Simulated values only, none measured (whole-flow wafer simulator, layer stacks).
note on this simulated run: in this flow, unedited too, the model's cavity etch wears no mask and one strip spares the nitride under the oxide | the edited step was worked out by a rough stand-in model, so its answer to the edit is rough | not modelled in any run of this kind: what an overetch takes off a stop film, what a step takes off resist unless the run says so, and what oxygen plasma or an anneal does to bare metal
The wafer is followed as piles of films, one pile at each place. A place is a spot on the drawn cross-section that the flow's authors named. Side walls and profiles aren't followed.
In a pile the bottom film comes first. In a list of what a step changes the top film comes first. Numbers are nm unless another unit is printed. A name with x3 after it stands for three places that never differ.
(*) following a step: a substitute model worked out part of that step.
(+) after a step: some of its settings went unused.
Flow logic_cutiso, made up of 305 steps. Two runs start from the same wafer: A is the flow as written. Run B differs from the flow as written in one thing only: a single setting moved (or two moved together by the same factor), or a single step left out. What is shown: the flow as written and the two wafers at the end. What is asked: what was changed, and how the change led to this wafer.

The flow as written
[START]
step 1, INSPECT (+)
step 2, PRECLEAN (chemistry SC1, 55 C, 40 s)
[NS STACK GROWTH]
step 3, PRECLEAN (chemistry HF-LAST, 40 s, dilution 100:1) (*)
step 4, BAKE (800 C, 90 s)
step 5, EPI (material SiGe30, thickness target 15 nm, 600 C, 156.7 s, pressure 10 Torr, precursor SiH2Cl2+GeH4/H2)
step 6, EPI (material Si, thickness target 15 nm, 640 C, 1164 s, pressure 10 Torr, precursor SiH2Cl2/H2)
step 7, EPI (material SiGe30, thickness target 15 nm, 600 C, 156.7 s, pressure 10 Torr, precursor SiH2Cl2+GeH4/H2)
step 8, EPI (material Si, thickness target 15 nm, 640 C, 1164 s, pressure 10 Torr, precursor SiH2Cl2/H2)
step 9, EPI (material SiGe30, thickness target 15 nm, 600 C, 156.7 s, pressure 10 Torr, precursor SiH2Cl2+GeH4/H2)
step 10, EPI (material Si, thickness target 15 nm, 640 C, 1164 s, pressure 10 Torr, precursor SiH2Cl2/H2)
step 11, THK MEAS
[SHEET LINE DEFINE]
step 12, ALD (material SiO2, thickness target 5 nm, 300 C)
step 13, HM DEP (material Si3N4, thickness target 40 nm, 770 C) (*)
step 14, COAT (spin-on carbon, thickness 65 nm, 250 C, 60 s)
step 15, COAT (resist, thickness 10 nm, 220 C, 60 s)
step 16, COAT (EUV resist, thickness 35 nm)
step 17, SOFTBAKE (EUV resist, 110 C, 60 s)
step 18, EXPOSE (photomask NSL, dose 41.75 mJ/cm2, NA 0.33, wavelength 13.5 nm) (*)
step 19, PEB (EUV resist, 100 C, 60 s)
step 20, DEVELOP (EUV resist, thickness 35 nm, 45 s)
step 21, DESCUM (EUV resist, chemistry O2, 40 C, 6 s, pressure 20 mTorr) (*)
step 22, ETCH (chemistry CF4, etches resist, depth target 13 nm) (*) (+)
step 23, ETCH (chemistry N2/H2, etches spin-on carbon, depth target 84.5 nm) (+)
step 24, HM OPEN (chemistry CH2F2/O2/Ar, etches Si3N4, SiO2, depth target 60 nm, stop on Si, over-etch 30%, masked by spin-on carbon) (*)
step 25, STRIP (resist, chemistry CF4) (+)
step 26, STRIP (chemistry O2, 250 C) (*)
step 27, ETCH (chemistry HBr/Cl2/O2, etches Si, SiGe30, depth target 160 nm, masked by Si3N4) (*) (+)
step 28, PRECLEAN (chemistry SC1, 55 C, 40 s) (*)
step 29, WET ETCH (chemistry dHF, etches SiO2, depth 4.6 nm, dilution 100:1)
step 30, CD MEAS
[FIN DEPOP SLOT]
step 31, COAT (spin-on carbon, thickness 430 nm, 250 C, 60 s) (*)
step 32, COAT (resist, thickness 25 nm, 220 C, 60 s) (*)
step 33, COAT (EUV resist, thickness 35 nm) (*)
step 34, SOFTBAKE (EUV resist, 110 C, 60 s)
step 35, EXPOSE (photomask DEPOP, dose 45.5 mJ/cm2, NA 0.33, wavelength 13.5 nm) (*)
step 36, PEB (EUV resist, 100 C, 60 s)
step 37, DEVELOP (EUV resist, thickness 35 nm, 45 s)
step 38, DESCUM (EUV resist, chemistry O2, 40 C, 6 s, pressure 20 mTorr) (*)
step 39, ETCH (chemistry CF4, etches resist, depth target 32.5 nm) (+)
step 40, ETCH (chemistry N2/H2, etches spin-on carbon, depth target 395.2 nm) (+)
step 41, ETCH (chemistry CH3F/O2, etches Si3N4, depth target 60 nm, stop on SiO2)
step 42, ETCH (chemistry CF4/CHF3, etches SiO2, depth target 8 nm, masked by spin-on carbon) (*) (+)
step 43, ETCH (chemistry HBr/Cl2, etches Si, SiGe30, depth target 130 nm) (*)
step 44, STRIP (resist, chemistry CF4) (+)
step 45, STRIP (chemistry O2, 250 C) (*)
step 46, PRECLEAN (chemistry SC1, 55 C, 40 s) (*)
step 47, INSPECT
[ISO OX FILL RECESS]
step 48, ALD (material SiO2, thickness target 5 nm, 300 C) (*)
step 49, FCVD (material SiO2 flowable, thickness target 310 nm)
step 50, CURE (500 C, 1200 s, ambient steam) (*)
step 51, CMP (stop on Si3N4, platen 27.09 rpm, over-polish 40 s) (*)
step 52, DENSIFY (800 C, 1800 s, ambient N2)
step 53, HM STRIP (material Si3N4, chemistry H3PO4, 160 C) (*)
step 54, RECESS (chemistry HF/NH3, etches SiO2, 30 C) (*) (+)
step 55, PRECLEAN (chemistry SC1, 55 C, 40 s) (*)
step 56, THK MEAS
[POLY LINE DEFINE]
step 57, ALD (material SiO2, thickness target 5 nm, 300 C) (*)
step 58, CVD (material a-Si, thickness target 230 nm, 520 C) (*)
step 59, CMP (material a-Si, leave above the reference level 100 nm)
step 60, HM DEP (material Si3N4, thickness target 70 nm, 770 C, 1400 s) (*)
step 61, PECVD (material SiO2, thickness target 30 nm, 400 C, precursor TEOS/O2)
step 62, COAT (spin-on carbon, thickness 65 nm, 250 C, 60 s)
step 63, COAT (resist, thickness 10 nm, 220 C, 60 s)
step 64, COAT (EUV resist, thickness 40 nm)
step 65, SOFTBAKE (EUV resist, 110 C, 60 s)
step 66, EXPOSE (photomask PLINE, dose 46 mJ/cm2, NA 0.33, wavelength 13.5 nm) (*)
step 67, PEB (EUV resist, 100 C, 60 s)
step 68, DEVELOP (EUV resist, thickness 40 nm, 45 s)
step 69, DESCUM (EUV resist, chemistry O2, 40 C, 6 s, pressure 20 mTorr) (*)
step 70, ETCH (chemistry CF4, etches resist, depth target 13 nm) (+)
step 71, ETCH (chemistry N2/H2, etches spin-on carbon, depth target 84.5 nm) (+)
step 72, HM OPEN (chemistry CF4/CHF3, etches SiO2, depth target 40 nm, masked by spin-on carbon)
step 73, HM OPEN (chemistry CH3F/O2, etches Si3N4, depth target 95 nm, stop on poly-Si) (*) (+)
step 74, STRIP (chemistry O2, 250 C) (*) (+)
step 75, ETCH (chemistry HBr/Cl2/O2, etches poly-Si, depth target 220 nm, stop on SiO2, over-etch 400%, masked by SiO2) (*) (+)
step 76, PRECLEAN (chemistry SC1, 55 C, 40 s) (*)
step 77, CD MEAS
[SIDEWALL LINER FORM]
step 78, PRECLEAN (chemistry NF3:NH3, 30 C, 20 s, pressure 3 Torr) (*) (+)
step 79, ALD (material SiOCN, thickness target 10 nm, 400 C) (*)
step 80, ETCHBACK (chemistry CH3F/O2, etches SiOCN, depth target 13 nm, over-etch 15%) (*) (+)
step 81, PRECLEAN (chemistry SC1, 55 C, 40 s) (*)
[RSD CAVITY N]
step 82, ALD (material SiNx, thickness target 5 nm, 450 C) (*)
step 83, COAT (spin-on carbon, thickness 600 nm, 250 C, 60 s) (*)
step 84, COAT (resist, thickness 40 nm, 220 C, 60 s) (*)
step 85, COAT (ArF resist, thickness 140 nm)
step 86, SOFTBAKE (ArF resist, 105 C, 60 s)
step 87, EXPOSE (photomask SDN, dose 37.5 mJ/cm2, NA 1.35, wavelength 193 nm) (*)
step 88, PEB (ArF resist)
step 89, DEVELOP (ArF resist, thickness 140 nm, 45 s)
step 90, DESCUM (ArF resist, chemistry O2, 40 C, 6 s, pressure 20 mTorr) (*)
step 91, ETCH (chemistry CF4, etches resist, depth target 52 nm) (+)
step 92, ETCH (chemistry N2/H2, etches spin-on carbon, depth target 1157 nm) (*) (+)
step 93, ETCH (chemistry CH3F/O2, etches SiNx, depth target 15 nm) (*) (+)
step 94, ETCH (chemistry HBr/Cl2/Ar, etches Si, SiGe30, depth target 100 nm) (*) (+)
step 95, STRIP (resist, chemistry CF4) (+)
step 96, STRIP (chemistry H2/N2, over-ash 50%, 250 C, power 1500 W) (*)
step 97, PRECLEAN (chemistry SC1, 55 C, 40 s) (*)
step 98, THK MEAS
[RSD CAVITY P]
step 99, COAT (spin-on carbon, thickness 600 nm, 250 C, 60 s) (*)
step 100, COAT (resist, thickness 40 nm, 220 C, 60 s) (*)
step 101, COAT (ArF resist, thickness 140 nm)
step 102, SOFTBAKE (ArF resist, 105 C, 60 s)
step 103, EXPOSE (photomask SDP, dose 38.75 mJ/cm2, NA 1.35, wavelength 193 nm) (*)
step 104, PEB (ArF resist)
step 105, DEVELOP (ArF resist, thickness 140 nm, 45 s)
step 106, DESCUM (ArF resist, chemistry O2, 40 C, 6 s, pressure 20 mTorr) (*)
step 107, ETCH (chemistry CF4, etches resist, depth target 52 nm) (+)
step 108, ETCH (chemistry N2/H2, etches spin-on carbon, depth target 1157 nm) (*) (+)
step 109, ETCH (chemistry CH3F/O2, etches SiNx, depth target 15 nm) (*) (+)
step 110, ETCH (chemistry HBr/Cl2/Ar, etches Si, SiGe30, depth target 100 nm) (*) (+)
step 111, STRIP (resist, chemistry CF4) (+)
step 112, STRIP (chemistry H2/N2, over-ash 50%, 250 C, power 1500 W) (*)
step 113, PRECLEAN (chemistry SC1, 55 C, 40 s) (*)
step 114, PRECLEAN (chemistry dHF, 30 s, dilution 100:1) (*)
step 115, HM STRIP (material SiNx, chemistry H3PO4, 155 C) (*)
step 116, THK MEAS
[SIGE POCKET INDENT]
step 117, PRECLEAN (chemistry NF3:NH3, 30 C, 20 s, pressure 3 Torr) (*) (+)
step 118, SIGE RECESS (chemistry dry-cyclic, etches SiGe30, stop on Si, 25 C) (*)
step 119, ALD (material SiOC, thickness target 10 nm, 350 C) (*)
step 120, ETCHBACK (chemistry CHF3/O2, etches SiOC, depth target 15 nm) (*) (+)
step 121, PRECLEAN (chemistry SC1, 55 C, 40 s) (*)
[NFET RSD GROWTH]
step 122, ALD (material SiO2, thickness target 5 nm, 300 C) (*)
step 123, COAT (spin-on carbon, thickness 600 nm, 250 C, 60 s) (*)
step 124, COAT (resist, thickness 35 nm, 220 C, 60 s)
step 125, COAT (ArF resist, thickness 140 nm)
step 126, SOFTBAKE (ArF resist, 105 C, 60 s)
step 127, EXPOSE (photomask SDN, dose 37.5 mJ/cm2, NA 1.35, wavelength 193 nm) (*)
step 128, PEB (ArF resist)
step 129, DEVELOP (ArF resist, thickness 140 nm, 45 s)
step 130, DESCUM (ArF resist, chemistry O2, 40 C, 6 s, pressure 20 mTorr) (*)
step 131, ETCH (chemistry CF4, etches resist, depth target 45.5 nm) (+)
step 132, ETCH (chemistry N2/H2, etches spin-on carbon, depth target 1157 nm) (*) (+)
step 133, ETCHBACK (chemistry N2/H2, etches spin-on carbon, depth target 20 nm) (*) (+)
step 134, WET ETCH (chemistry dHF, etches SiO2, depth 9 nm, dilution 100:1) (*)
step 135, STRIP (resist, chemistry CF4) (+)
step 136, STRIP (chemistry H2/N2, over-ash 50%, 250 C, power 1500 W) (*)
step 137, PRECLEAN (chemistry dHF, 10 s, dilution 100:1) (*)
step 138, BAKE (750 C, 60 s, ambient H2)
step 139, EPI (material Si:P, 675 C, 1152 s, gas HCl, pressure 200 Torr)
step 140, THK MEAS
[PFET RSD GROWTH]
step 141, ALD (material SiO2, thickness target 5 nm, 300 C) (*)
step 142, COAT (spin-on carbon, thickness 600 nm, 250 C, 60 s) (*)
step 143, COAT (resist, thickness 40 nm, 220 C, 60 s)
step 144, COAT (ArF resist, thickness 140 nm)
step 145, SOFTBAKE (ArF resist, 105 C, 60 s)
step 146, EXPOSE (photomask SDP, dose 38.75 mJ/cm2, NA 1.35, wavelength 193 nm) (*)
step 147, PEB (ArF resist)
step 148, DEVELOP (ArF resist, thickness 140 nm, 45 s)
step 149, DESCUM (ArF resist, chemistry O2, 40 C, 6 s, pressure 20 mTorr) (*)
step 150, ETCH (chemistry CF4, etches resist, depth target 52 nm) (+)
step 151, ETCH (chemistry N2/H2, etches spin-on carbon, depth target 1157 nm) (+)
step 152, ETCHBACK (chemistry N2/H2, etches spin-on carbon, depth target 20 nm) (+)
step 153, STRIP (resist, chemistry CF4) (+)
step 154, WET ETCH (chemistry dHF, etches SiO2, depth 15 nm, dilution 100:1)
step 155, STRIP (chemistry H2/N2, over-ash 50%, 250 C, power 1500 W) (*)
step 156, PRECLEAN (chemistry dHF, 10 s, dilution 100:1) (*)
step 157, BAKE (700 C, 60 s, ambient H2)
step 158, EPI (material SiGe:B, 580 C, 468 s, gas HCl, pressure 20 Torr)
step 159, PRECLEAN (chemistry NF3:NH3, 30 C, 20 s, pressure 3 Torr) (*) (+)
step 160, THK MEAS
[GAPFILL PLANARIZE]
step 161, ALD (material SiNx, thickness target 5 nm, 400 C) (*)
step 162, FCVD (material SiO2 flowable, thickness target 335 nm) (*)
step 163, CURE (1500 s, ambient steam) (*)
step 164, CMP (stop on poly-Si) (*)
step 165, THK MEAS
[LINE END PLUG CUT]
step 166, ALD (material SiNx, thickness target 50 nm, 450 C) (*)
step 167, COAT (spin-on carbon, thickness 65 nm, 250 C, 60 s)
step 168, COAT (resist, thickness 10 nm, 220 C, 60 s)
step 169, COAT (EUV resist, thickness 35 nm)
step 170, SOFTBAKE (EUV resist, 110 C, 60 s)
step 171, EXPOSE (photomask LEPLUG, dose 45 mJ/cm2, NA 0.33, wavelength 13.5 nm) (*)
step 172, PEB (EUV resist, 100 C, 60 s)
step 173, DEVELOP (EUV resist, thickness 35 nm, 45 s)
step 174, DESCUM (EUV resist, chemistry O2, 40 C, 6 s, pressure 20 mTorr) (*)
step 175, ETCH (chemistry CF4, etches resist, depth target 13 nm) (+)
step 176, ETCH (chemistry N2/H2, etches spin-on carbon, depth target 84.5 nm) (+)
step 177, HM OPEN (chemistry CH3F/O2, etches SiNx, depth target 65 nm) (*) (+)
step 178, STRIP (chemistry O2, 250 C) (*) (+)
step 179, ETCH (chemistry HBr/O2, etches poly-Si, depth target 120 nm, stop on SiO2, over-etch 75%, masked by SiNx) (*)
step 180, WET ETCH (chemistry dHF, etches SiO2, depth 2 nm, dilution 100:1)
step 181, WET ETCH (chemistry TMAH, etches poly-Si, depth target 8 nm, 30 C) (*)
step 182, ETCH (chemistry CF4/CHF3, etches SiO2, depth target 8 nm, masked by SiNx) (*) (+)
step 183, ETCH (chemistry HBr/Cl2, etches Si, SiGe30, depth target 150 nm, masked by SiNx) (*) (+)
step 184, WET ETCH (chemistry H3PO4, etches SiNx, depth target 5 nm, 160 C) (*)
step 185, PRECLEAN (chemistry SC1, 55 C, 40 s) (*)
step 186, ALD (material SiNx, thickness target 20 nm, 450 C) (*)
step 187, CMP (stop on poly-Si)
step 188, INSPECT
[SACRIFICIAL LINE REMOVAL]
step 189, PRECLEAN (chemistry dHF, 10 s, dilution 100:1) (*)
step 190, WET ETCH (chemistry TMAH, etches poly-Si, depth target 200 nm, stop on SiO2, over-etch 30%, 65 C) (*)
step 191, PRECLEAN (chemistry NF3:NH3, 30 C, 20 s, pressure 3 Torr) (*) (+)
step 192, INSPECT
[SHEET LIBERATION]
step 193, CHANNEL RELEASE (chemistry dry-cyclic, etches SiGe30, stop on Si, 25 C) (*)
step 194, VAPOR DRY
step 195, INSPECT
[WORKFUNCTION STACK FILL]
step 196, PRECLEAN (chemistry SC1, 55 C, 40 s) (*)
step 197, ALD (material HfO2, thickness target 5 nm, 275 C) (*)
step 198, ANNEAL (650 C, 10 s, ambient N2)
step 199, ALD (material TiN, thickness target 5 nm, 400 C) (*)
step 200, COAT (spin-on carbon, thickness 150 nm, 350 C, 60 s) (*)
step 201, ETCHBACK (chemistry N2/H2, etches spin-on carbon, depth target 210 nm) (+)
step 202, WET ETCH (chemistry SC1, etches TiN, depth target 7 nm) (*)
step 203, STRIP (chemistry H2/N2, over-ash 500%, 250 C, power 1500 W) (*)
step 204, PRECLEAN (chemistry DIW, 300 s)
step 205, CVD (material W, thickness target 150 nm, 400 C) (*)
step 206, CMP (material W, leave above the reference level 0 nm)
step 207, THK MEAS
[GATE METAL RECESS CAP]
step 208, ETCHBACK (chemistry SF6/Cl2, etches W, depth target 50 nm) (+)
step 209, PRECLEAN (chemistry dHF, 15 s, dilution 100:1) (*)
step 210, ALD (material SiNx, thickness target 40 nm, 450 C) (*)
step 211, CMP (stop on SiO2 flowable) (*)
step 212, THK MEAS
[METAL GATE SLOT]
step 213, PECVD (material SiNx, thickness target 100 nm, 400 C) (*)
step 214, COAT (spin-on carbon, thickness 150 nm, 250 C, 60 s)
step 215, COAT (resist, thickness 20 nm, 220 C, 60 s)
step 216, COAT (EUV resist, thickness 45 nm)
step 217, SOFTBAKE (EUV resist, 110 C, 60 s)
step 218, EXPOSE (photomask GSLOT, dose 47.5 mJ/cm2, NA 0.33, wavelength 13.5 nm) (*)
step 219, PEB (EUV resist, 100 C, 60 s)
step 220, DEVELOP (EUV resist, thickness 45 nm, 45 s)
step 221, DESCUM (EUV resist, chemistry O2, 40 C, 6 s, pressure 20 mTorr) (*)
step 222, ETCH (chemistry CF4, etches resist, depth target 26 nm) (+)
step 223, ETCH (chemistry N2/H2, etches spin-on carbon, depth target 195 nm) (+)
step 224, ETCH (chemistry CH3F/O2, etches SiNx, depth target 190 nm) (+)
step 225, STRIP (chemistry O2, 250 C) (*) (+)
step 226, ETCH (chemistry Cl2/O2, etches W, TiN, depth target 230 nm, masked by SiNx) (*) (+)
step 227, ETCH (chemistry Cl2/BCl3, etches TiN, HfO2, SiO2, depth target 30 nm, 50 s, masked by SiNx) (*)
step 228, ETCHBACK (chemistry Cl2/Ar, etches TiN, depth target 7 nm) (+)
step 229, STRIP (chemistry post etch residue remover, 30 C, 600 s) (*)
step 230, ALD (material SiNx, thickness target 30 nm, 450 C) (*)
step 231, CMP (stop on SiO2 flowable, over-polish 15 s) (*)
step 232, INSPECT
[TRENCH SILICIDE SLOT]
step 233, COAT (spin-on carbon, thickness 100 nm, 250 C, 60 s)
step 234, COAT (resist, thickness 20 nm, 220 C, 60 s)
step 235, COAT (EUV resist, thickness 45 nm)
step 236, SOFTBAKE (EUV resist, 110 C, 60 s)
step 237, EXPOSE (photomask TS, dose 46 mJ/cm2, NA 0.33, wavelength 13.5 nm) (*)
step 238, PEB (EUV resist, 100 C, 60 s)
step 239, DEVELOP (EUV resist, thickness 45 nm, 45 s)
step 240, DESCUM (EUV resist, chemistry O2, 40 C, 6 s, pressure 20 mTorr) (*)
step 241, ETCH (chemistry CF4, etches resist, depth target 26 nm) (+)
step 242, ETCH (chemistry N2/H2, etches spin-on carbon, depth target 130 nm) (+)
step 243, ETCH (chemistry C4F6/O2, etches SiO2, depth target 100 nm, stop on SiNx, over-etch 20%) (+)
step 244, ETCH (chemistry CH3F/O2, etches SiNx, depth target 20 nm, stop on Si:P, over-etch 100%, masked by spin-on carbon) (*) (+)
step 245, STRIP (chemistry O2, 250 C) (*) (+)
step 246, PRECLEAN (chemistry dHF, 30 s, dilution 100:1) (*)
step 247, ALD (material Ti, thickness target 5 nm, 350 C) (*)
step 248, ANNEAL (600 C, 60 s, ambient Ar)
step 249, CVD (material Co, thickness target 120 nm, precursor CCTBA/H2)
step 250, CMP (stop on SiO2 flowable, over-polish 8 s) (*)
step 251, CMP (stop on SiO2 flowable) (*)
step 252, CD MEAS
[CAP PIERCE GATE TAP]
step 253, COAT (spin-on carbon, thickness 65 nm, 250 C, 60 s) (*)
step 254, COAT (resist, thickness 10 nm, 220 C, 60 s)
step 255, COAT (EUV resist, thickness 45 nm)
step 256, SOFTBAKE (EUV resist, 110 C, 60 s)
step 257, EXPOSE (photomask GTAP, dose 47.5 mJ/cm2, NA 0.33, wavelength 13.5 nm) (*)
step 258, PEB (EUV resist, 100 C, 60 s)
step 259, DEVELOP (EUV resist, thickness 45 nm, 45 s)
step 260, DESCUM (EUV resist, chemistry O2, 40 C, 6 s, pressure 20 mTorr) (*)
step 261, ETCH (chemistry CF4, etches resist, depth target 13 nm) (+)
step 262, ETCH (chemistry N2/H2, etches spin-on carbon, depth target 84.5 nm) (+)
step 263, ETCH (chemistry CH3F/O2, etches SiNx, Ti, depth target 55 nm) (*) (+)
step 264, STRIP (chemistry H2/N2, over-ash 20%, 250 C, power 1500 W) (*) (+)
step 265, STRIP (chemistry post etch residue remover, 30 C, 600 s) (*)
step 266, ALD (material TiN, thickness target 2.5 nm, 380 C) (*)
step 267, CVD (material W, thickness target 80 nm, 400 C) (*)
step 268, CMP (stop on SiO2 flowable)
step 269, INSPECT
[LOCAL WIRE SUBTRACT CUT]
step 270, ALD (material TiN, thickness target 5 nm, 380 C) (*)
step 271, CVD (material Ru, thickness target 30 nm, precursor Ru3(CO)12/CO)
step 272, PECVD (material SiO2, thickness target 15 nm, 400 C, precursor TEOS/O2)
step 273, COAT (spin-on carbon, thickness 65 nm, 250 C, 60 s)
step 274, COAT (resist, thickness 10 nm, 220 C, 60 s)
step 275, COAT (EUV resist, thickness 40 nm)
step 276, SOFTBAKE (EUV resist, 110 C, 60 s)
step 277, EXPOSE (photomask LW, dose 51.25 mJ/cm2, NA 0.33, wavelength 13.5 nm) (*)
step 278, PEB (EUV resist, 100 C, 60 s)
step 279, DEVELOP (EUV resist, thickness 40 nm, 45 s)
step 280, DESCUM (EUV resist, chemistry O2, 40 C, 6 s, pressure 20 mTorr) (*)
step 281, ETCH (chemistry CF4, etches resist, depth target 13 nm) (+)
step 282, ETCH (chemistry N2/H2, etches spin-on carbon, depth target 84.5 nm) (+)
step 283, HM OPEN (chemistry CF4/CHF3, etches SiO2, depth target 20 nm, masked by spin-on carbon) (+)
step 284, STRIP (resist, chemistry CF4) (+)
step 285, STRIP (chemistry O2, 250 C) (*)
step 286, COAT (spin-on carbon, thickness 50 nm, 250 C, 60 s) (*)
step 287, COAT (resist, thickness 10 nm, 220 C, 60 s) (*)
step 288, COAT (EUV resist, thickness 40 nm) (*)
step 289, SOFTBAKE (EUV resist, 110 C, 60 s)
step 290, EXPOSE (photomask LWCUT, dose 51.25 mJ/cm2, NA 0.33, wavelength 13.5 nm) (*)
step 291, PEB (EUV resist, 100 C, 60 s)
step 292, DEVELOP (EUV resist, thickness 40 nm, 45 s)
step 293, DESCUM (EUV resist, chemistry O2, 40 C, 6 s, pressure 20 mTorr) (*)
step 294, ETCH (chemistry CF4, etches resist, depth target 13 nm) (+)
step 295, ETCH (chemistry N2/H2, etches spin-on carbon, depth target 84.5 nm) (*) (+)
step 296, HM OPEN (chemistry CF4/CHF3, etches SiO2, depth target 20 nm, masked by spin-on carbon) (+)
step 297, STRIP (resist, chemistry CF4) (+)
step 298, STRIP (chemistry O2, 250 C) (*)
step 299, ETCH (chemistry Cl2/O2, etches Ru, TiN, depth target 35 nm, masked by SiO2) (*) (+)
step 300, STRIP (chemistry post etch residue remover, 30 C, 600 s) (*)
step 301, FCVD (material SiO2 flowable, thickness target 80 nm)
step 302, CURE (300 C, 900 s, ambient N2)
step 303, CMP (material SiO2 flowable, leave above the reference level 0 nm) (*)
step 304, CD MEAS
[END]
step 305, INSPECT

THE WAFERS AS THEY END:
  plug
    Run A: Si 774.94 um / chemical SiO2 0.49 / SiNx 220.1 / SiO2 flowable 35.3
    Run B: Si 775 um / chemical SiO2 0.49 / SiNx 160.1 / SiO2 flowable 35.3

The reason: step 183, ETCH: depth target 90 nm was run, while the flow as written has depth target 150 nm.

How this came from the change, step by step:
  step 183, ETCH (chemistry HBr/Cl2, etches Si, SiGe30, depth target 150 nm, masked by SiNx) (*) (+)
      depop, dpovl, gfld and 18 more: A -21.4 SiNx | B -12.9 SiNx
      plug: A -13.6 Si (all of it), -15 SiGe30 (all of it), -15 Si (all of it), -15 SiGe30 (all of it), -15 Si (all of it), -15 SiGe30 (all of it), -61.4 Si | B -13.6 Si (all of it), -15 SiGe30 (all of it), -15 Si (all of it), -15 SiGe30 (all of it), -15 Si (all of it), -15 SiGe30 (all of it), -1.43 Si
  step 186, ALD (material SiNx, thickness target 20 nm, 450 C) (*)
      plug: A +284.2 SiNx (new film) | B +232.8 SiNx (new film)
  step 187, CMP (stop on poly-Si)
      depop, dpovl, gfld and 18 more: A -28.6 SiNx (all of it) | B -37.1 SiNx (all of it)
      plug: A -28.6 SiNx | B -37.1 SiNx
